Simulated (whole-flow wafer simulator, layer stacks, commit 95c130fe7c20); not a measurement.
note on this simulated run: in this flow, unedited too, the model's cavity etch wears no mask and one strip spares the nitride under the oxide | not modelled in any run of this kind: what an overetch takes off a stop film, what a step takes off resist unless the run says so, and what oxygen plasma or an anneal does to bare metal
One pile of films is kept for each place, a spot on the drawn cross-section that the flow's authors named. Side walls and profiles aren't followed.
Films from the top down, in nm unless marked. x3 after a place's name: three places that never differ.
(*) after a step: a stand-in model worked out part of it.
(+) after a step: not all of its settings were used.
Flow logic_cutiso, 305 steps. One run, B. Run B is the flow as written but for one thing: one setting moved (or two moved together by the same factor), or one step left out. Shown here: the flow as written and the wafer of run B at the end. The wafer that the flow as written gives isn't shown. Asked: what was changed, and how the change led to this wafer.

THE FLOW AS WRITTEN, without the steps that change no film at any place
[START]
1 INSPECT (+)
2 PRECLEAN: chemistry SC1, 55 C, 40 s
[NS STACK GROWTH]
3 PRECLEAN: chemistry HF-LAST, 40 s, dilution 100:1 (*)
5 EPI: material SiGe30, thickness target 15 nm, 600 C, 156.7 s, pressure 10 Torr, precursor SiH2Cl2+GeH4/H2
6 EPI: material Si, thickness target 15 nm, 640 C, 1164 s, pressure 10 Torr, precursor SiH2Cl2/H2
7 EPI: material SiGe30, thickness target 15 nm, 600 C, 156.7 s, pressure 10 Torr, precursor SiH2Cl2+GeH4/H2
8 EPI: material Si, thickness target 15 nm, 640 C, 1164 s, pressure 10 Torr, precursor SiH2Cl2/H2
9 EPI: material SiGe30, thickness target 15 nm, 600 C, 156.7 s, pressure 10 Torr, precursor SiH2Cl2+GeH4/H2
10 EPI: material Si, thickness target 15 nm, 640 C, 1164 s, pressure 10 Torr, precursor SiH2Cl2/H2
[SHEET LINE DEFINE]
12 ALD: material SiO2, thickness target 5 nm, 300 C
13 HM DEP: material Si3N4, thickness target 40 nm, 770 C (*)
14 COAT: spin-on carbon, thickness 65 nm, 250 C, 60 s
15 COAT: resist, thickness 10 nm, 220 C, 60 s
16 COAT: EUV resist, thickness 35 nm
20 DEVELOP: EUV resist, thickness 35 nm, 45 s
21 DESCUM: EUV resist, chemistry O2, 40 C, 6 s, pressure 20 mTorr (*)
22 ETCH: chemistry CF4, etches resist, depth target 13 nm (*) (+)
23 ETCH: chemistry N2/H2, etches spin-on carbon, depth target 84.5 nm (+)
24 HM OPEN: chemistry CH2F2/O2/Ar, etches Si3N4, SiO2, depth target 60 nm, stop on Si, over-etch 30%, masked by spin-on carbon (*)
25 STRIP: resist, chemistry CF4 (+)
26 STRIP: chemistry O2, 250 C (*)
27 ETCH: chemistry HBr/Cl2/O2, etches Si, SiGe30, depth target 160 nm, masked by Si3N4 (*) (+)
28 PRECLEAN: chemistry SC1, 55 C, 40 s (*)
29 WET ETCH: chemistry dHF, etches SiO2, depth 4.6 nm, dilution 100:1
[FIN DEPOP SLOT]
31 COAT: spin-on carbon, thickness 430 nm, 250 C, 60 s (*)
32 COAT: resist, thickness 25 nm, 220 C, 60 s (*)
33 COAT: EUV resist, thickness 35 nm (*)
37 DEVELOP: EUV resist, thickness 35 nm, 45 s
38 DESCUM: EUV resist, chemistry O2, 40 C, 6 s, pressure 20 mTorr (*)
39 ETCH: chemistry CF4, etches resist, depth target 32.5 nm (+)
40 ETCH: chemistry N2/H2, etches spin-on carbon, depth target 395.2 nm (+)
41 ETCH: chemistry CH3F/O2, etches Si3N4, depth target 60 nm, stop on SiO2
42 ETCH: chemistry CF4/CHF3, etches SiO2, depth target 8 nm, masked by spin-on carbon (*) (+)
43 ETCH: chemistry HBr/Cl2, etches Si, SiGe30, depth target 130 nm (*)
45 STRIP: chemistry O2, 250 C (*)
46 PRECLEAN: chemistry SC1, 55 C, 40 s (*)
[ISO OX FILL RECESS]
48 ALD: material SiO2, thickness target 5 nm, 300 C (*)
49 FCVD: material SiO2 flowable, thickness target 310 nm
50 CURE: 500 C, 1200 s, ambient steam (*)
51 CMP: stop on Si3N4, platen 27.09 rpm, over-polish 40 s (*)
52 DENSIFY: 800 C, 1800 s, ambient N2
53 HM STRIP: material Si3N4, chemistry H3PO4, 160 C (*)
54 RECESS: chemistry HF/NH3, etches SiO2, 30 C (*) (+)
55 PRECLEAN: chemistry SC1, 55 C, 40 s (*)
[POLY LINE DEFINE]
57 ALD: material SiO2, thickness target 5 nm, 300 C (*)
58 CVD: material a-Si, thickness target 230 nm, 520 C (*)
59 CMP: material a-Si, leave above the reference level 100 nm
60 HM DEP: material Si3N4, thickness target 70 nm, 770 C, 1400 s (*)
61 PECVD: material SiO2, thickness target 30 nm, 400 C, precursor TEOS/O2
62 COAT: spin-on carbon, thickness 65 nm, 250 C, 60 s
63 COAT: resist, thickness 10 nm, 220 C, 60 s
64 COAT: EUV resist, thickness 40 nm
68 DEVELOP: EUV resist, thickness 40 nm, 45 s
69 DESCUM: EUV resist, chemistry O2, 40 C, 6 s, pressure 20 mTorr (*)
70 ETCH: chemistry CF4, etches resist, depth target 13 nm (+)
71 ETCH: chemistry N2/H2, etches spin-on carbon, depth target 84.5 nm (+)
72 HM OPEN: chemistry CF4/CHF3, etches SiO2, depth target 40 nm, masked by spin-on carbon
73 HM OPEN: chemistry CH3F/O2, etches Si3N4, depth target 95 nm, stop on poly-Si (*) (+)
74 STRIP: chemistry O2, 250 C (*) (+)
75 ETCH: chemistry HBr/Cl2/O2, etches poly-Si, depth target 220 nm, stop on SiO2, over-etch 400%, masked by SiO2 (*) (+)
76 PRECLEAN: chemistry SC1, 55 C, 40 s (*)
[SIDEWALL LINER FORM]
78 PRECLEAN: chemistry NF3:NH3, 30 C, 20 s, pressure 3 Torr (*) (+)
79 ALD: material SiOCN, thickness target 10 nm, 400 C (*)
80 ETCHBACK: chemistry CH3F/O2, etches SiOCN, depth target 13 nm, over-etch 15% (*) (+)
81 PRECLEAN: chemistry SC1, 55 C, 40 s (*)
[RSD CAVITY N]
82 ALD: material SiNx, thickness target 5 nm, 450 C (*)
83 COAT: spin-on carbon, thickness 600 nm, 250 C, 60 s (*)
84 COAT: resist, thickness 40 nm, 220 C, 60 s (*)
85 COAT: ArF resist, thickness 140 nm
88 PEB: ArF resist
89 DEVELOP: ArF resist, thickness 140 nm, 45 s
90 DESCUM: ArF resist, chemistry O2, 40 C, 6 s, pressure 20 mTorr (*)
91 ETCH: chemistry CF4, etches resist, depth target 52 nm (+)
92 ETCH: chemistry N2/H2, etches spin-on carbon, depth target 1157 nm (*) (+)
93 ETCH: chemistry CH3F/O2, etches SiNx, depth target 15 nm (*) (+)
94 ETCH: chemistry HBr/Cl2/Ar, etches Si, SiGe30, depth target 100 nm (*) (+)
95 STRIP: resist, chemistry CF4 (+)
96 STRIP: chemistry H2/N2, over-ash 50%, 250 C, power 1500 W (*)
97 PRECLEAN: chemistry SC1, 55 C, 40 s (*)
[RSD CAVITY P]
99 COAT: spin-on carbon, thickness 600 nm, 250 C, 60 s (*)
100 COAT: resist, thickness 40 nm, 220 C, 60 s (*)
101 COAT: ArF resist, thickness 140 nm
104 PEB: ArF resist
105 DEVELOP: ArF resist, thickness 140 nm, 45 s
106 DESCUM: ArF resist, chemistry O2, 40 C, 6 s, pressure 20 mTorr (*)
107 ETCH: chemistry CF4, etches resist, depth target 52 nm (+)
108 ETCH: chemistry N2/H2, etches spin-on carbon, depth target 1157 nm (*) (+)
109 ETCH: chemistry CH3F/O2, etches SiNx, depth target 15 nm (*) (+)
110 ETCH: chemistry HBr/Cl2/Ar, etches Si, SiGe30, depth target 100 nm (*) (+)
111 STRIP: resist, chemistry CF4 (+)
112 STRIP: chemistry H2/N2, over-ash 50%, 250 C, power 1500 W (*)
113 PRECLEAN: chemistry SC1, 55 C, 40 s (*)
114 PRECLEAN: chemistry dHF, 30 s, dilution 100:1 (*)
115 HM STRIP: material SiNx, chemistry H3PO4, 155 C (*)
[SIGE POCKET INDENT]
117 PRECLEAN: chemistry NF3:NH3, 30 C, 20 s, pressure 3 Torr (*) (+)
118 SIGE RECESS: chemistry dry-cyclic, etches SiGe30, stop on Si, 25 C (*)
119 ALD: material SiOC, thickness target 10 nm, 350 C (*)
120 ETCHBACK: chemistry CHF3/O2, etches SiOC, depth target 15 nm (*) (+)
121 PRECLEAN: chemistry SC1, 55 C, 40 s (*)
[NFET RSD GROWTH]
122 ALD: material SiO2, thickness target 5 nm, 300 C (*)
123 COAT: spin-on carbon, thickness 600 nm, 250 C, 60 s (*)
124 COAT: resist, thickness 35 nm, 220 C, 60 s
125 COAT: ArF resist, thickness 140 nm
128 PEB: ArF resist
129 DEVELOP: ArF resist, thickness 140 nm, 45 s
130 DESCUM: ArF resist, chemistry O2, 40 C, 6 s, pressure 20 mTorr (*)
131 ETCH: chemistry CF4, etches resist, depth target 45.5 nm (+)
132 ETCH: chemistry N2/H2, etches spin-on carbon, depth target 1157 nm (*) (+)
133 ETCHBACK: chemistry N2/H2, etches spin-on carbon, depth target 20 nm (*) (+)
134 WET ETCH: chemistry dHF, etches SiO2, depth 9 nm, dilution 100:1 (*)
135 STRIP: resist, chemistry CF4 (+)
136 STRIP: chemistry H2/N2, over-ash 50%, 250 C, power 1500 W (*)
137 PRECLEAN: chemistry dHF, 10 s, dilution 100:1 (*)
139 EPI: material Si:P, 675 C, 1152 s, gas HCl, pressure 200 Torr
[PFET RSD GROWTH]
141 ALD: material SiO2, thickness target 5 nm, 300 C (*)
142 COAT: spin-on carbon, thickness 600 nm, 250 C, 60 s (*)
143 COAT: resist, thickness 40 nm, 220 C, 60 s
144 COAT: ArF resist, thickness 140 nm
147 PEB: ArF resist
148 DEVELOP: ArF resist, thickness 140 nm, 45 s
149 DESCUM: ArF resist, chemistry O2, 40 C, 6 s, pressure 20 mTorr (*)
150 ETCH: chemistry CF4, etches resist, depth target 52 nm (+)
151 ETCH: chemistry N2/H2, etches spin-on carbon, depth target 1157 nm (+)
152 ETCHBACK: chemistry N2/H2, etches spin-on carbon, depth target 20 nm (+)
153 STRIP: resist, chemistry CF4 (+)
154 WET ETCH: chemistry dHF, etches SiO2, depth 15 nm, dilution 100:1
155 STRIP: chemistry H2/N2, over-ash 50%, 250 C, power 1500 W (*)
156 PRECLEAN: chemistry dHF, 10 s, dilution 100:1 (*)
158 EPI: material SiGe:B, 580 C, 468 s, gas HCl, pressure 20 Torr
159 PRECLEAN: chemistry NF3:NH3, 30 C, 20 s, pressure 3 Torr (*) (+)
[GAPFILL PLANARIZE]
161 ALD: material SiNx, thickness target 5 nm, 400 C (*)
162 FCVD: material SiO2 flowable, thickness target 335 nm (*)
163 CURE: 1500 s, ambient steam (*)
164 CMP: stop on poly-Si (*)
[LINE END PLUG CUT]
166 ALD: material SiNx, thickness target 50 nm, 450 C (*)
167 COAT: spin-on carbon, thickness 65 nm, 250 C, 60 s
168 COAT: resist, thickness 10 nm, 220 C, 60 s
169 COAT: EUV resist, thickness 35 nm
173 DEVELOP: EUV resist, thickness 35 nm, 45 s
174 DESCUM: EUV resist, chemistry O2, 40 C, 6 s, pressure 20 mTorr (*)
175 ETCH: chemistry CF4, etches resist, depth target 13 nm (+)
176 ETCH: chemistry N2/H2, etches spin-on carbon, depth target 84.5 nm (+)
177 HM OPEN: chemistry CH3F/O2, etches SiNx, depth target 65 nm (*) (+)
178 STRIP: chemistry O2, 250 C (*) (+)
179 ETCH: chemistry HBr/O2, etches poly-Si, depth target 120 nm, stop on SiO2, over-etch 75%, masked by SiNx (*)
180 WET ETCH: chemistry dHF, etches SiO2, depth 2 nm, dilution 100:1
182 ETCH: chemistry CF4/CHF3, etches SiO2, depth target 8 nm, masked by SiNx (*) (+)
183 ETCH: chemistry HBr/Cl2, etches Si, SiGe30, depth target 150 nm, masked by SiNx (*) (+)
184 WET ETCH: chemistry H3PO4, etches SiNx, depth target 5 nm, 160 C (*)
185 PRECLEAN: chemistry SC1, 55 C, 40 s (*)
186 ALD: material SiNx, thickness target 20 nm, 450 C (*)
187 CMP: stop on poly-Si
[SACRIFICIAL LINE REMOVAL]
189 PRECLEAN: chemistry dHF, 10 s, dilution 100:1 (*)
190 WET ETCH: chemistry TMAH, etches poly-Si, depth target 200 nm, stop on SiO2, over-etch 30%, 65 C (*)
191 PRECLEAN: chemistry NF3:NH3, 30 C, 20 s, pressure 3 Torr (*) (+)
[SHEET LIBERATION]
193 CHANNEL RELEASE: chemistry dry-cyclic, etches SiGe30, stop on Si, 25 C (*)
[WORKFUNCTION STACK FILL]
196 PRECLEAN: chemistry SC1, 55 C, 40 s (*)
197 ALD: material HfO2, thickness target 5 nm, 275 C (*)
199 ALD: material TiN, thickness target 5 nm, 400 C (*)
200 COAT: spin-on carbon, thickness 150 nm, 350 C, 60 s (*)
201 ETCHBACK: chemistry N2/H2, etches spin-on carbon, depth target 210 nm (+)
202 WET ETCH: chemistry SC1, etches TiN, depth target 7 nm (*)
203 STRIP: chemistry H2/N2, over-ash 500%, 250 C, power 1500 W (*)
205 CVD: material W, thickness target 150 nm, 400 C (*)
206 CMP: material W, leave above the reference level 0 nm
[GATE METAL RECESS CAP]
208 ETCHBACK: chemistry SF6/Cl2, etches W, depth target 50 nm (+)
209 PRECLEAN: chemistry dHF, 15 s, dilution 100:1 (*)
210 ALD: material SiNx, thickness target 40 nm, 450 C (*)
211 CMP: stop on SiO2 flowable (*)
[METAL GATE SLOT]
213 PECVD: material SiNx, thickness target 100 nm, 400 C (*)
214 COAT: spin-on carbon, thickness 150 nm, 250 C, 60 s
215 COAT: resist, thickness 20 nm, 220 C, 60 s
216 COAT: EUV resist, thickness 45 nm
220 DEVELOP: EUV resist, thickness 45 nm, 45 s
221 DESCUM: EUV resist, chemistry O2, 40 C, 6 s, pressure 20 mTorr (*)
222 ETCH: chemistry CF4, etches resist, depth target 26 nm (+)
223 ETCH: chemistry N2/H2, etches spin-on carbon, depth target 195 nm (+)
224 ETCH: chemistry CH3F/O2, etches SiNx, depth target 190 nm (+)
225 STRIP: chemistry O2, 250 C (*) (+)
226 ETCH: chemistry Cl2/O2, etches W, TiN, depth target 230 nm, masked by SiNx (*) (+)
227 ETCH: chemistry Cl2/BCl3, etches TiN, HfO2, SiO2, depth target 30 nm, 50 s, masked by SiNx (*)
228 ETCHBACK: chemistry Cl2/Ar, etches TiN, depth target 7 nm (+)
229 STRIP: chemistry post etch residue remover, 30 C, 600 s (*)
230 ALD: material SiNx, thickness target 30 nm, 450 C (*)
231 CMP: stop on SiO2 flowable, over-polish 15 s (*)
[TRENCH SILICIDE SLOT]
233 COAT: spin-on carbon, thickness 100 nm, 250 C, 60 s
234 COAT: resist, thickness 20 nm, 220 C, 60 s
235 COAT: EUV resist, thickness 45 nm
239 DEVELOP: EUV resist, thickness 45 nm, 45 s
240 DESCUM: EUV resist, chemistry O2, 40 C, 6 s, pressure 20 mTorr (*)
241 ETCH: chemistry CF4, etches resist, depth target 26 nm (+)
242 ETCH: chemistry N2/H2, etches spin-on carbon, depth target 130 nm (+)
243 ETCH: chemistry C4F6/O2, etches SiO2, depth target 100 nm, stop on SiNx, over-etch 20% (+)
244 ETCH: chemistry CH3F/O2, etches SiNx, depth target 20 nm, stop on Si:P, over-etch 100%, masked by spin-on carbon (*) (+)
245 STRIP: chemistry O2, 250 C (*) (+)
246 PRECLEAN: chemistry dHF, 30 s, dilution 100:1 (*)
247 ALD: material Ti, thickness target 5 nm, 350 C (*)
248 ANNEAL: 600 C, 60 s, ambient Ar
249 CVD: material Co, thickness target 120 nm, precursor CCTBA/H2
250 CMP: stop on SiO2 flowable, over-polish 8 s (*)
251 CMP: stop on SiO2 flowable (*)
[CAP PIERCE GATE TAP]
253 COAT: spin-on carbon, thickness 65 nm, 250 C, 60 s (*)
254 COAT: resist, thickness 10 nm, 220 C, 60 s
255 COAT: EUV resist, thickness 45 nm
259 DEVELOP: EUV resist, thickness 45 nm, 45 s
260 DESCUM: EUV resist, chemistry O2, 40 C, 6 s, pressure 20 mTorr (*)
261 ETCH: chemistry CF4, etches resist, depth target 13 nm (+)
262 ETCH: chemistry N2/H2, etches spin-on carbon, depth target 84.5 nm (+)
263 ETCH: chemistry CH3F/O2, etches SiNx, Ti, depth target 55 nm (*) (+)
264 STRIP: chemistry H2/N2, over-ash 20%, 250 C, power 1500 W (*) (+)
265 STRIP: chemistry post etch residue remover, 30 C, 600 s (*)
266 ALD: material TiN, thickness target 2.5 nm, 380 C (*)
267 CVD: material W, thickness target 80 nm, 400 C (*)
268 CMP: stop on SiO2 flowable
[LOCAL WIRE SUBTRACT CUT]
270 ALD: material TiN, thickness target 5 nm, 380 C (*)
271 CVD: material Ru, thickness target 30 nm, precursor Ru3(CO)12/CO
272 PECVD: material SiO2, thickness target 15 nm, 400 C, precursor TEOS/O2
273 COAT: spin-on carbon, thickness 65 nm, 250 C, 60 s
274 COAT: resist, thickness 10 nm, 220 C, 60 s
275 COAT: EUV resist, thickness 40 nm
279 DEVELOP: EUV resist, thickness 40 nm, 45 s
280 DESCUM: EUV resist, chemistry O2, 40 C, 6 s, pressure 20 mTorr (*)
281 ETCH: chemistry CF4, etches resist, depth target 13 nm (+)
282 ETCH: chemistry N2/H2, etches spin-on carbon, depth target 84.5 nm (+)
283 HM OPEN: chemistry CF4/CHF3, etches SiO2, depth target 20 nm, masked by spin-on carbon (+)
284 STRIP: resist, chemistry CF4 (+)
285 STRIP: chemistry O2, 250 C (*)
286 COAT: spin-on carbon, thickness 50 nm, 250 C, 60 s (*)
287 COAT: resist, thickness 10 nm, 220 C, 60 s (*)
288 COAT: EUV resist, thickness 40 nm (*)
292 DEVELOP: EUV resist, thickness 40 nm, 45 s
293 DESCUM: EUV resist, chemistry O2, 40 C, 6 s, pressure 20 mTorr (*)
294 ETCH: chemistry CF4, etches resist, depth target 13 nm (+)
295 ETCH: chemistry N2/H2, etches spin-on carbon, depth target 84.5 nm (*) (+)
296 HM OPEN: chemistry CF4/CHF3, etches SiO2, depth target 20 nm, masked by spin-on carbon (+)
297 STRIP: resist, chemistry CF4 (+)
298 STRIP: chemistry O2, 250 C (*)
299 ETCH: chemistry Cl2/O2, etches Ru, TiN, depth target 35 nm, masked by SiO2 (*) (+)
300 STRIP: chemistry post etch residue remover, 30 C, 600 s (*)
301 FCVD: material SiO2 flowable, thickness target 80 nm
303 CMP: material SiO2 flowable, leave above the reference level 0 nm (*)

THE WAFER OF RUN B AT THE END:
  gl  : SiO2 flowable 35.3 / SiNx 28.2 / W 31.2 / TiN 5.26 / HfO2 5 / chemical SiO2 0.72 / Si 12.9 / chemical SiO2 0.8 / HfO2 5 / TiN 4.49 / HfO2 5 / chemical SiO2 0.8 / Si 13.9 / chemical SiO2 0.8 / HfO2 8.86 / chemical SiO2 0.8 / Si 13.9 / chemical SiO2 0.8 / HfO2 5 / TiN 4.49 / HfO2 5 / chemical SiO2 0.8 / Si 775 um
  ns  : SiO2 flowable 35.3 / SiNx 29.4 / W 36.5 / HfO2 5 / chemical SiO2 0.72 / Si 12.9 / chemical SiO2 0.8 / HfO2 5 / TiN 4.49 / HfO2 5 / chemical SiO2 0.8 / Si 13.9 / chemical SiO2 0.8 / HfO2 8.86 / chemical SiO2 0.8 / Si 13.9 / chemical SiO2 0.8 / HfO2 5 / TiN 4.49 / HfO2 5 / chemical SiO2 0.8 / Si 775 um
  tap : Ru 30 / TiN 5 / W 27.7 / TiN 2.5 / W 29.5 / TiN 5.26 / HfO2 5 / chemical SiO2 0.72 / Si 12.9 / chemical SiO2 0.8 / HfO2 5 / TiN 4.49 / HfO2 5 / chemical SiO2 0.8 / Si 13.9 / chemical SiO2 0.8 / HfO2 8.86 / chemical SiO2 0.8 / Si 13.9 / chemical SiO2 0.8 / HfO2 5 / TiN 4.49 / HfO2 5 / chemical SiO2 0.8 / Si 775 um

The cause: step 7, EPI: 97.9 s was run, where the flow has 156.7 s.

How the change led to this, step by step:
  7 EPI: material SiGe30, thickness target 15 nm, 600 C, 156.7 s, pressure 10 Torr, precursor SiH2Cl2+GeH4/H2
      depop, dpovl, gfld and 19 more: SiGe30 +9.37 (new film) (as written it would be: SiGe30 +15 (new film))
  27 ETCH: chemistry HBr/Cl2/O2, etches Si, SiGe30, depth target 160 nm, masked by Si3N4 (*) (+)
      gfld, gxf, iso, lnri: chemical SiO2 -0.79 (all of it), Si -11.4 (all of it), SiGe30 -15 (all of it), Si -15 (all of it), SiGe30 -9.37 (all of it), Si -15 (all of it), SiGe30 -15 (all of it), Si -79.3 (as written it would be: chemical SiO2 -0.79 (all of it), Si -11.4 (all of it), SiGe30 -15 (all of it), Si -15 (all of it), SiGe30 -15 (all of it), Si -15 (all of it), SiGe30 -15 (all of it), Si -73.6)
      dpovl, nsgap: chemical SiO2 -0.79 (all of it), Si -11.8 (all of it), SiGe30 -15 (all of it), Si -15 (all of it), SiGe30 -9.37 (all of it), Si -15 (all of it), SiGe30 -15 (all of it), Si -78.9 (as written it would be: chemical SiO2 -0.79 (all of it), Si -11.8 (all of it), SiGe30 -15 (all of it), Si -15 (all of it), SiGe30 -15 (all of it), Si -15 (all of it), SiGe30 -15 (all of it), Si -73.2)
      (and at 1 more place)
  43 ETCH: chemistry HBr/Cl2, etches Si, SiGe30, depth target 130 nm (*)
      depop: Si -14 (all of it), SiGe30 -15 (all of it), Si -15 (all of it), SiGe30 -9.37 (all of it), Si -15 (all of it), SiGe30 -15 (all of it), Si -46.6 (as written it would be: Si -14 (all of it), SiGe30 -15 (all of it), Si -15 (all of it), SiGe30 -15 (all of it), Si -15 (all of it), SiGe30 -15 (all of it), Si -41)
  94 ETCH: chemistry HBr/Cl2/Ar, etches Si, SiGe30, depth target 100 nm (*) (+)
      rsdn, rsdx: chemical SiO2 -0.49 (all of it), Si -12.8 (all of it), SiGe30 -15 (all of it), Si -15 (all of it), SiGe30 -9.37 (all of it), Si -15 (all of it), SiGe30 -15 (all of it), Si -17.8 (as written it would be: chemical SiO2 -0.49 (all of it), Si -12.8 (all of it), SiGe30 -15 (all of it), Si -15 (all of it), SiGe30 -15 (all of it), Si -15 (all of it), SiGe30 -15 (all of it), Si -12.2)
  110 ETCH: chemistry HBr/Cl2/Ar, etches Si, SiGe30, depth target 100 nm (*) (+)
      rsdp, rsdw: chemical SiO2 -0.49 (all of it), Si -12.8 (all of it), SiGe30 -15 (all of it), Si -15 (all of it), SiGe30 -9.37 (all of it), Si -15 (all of it), SiGe30 -15 (all of it), Si -17.8 (as written it would be: chemical SiO2 -0.49 (all of it), Si -12.8 (all of it), SiGe30 -15 (all of it), Si -15 (all of it), SiGe30 -15 (all of it), Si -15 (all of it), SiGe30 -15 (all of it), Si -12.2)
  118 SIGE RECESS: chemistry dry-cyclic, etches SiGe30, stop on Si, 25 C (*)
      lnr, lnrp, lnrt: SiOCN -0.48, Si -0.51, cavity +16 (new film), SiGe30 -15 (all of it), Si -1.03, cavity +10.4 (new film), SiGe30 -9.37 (all of it), Si -1.03, cavity +16 (new film), SiGe30 -15 (all of it), Si -0.51 (as written it would be: SiOCN -0.48, Si -0.51, cavity +16 (new film), SiGe30 -15 (all of it), Si -1.03, cavity +16 (new film), SiGe30 -15 (all of it), Si -1.03, cavity +16 (new film), SiGe30 -15 (all of it), Si -0.51)
  119 ALD: material SiOC, thickness target 10 nm, 350 C (*)
      lnr, lnrp, lnrt: SiOC +10 (new film), SiOC +16 (new film), cavity -16 (all of it), SiOC +10.4 (new film), cavity -10.4 (all of it), SiOC +16 (new film), cavity -16 (all of it) (as written it would be: SiOC +10 (new film), SiOC +16 (new film), cavity -16 (all of it), SiOC +16 (new film), cavity -16 (all of it), SiOC +16 (new film), cavity -16 (all of it))
  183 ETCH: chemistry HBr/Cl2, etches Si, SiGe30, depth target 150 nm, masked by SiNx (*) (+)
      plug: Si -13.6 (all of it), SiGe30 -15 (all of it), Si -15 (all of it), SiGe30 -9.37 (all of it), Si -15 (all of it), SiGe30 -15 (all of it), Si -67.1 (as written it would be: Si -13.6 (all of it), SiGe30 -15 (all of it), Si -15 (all of it), SiGe30 -15 (all of it), Si -15 (all of it), SiGe30 -15 (all of it), Si -61.4)
  193 CHANNEL RELEASE: chemistry dry-cyclic, etches SiGe30, stop on Si, 25 C (*)
      gl, glp, gxn, gxp, ns, tap: chemical SiO2 +0.8 (new film), Si -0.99, chemical SiO2 +0.8 (new film), cavity +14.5 (new film), chemical SiO2 +0.8 (new film), SiGe30 -15 (all of it), Si -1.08, chemical SiO2 +0.8 (new film), cavity +8.86 (new film), chemical SiO2 +0.8 (new film), SiGe30 -9.37 (all of it), Si -1.08, chemical SiO2 +0.8 (new film), cavity +14.5 (new film), chemical SiO2 +0.8 (new film), SiGe30 -15 (all of it), Si -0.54 (as written it would be: chemical SiO2 +0.8 (new film), Si -0.99, chemical SiO2 +0.8 (new film), cavity +14.5 (new film), chemical SiO2 +0.8 (new film), SiGe30 -15 (all of it), Si -1.08, chemical SiO2 +0.8 (new film), cavity +14.5 (new film), chemical SiO2 +0.8 (new film), SiGe30 -15 (all of it), Si -1.08, chemical SiO2 +0.8 (new film), cavity +14.5 (new film), chemical SiO2 +0.8 (new film), SiGe30 -15 (all of it), Si -0.54)
  197 ALD: material HfO2, thickness target 5 nm, 275 C (*)
      gl, glp, gxn, gxp, ns, tap: HfO2 +5 (new film), HfO2 +5 (new film), cavity -10, HfO2 +5 (new film), HfO2 +8.86 (new film), cavity -8.86 (all of it), HfO2 +5 (new film), cavity -10, HfO2 +5 (new film) (as written it would be: HfO2 +5 (new film), HfO2 +5 (new film), cavity -10, HfO2 +5 (new film), HfO2 +5 (new film), cavity -10, HfO2 +5 (new film), HfO2 +5 (new film), cavity -10, HfO2 +5 (new film))
  199 ALD: material TiN, thickness target 5 nm, 400 C (*)
      gl, glp, tap: TiN +5.26 (new film), TiN +4.49 (new film), cavity -4.49 (all of it), TiN +4.49 (new film), cavity -4.49 (all of it) (as written it would be: TiN +5.26 (new film), TiN +4.49 (new film), cavity -4.49 (all of it), TiN +4.49 (new film), cavity -4.49 (all of it), TiN +4.49 (new film), cavity -4.49 (all of it))
      gxn, gxp, ns: TiN +5 (new film), TiN +4.49 (new film), cavity -4.49 (all of it), TiN +4.49 (new film), cavity -4.49 (all of it) (as written it would be: TiN +5 (new film), TiN +4.49 (new film), cavity -4.49 (all of it), TiN +4.49 (new film), cavity -4.49 (all of it), TiN +4.49 (new film), cavity -4.49 (all of it))
Counting metal films that touch as one body, gl has 3 bodies (between them, from the top down: HfO2 5 / chemical SiO2 0.72 / Si 12.9 / chemical SiO2 0.8 / HfO2 5; HfO2 5 / chemical SiO2 0.8 / Si 13.9 / chemical SiO2 0.8 / HfO2 8.86 / chemical SiO2 0.8 / Si 13.9 / chemical SiO2 0.8 / HfO2 5); the flow as written gives 4 bodies (between them, from the top down: HfO2 5 / chemical SiO2 0.72 / Si 12.9 / chemical SiO2 0.8 / HfO2 5; HfO2 5 / chemical SiO2 0.8 / Si 13.9 / chemical SiO2 0.8 / HfO2 5; HfO2 5 / chemical SiO2 0.8 / Si 13.9 / chemical SiO2 0.8 / HfO2 5).
Counting metal films that touch as one body, ns has 3 bodies (between them, from the top down: HfO2 5 / chemical SiO2 0.72 / Si 12.9 / chemical SiO2 0.8 / HfO2 5; HfO2 5 / chemical SiO2 0.8 / Si 13.9 / chemical SiO2 0.8 / HfO2 8.86 / chemical SiO2 0.8 / Si 13.9 / chemical SiO2 0.8 / HfO2 5); the flow as written gives 4 bodies (between them, from the top down: HfO2 5 / chemical SiO2 0.72 / Si 12.9 / chemical SiO2 0.8 / HfO2 5; HfO2 5 / chemical SiO2 0.8 / Si 13.9 / chemical SiO2 0.8 / HfO2 5; HfO2 5 / chemical SiO2 0.8 / Si 13.9 / chemical SiO2 0.8 / HfO2 5).
Counting metal films that touch as one body, tap has 3 bodies (between them, from the top down: HfO2 5 / chemical SiO2 0.72 / Si 12.9 / chemical SiO2 0.8 / HfO2 5; HfO2 5 / chemical SiO2 0.8 / Si 13.9 / chemical SiO2 0.8 / HfO2 8.86 / chemical SiO2 0.8 / Si 13.9 / chemical SiO2 0.8 / HfO2 5); the flow as written gives 4 bodies (between them, from the top down: HfO2 5 / chemical SiO2 0.72 / Si 12.9 / chemical SiO2 0.8 / HfO2 5; HfO2 5 / chemical SiO2 0.8 / Si 13.9 / chemical SiO2 0.8 / HfO2 5; HfO2 5 / chemical SiO2 0.8 / Si 13.9 / chemical SiO2 0.8 / HfO2 5).
